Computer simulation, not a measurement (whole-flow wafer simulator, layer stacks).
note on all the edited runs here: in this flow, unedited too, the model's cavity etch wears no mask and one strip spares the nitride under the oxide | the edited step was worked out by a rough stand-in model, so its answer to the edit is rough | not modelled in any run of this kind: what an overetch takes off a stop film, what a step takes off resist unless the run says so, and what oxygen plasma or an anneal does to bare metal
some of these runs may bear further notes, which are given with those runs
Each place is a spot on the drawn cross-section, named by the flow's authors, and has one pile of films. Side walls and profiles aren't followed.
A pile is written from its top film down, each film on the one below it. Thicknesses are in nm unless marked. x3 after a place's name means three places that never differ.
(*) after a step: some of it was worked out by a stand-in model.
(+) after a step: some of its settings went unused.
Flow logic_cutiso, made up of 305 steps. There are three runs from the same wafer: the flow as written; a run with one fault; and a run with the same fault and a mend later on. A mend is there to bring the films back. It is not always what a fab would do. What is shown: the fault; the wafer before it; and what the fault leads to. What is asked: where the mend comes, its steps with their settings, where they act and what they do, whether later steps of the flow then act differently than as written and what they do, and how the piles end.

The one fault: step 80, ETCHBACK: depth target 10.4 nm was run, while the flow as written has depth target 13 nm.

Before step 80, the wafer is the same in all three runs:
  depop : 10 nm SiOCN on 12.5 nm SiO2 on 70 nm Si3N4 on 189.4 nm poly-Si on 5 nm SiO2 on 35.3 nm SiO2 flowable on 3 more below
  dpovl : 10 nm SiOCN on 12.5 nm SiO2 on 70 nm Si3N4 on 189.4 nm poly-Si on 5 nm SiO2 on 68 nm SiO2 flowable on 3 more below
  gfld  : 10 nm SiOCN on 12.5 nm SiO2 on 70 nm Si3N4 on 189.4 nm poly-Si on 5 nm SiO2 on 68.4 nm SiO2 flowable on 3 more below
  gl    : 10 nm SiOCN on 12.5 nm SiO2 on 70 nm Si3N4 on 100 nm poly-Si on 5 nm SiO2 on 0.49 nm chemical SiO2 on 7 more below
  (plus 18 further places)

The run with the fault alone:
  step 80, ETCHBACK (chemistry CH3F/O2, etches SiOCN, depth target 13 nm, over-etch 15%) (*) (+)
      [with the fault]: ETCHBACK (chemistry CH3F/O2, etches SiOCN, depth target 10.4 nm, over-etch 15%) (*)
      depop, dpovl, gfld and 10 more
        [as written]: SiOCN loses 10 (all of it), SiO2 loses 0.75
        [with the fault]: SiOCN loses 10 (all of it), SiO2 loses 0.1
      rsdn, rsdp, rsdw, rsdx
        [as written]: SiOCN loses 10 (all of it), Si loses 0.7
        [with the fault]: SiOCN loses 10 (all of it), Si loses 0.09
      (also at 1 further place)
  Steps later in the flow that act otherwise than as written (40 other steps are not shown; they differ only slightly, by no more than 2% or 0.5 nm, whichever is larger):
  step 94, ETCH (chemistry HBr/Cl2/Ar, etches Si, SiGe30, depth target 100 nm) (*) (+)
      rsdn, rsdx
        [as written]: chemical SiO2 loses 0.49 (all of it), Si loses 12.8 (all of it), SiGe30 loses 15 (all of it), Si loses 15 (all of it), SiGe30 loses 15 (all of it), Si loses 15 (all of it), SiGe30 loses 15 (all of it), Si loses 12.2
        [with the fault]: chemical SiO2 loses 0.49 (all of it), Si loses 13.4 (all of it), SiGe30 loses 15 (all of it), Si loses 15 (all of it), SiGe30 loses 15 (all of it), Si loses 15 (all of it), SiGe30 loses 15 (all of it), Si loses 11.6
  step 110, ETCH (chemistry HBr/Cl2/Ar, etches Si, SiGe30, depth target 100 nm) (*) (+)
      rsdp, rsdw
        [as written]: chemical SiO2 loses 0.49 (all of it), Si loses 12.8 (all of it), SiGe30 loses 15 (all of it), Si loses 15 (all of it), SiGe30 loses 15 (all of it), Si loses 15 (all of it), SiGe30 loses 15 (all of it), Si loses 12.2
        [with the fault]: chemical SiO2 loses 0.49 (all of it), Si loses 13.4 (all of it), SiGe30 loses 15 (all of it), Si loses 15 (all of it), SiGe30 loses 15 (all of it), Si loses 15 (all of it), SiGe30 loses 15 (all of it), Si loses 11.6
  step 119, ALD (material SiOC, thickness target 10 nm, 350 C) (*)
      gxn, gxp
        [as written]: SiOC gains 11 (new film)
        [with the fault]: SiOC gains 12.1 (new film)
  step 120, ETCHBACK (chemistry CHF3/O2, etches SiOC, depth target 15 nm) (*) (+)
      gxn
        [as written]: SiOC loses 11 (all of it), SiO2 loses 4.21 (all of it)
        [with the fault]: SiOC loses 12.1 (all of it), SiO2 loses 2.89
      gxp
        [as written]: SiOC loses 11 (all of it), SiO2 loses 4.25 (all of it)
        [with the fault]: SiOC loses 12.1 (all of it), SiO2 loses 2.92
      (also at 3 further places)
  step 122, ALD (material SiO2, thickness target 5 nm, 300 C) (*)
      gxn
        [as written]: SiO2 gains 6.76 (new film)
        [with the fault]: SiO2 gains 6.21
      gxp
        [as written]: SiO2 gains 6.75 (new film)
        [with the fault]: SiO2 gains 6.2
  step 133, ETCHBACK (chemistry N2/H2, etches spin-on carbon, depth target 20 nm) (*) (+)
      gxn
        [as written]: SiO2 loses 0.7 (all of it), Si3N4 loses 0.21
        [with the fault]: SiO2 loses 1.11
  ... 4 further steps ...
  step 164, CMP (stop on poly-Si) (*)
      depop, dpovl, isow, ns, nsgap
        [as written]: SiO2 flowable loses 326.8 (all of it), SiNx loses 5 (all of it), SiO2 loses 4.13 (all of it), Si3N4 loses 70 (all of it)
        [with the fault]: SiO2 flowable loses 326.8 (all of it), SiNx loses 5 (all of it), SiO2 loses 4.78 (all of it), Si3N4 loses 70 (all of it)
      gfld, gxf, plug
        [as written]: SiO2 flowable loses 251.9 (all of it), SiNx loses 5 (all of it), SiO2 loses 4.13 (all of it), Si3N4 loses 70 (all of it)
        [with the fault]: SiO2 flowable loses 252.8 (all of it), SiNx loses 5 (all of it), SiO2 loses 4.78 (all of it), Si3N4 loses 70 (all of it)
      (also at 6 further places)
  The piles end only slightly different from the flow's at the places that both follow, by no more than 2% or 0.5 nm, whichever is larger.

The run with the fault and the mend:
  After step 80 comes the mend.
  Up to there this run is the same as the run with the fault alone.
  step 80a, ETCHBACK (chemistry CH3F/O2, etches SiOCN, depth target 2.6 nm, over-etch 15%) (*) (+) (the flow's step 80 again, with other settings)
      depop, dpovl, gfld and 10 more
        SiO2 loses 0.65
      lnr, lnri, lnrp, lnrt
        SiOCN loses 2.6
      rsdn, rsdp, rsdw, rsdx
        Si loses 0.6
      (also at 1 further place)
  None of the later steps of the flow acts differently than as written at any place that is followed.
  By the end, the piles equal the flow's at every place that both follow.
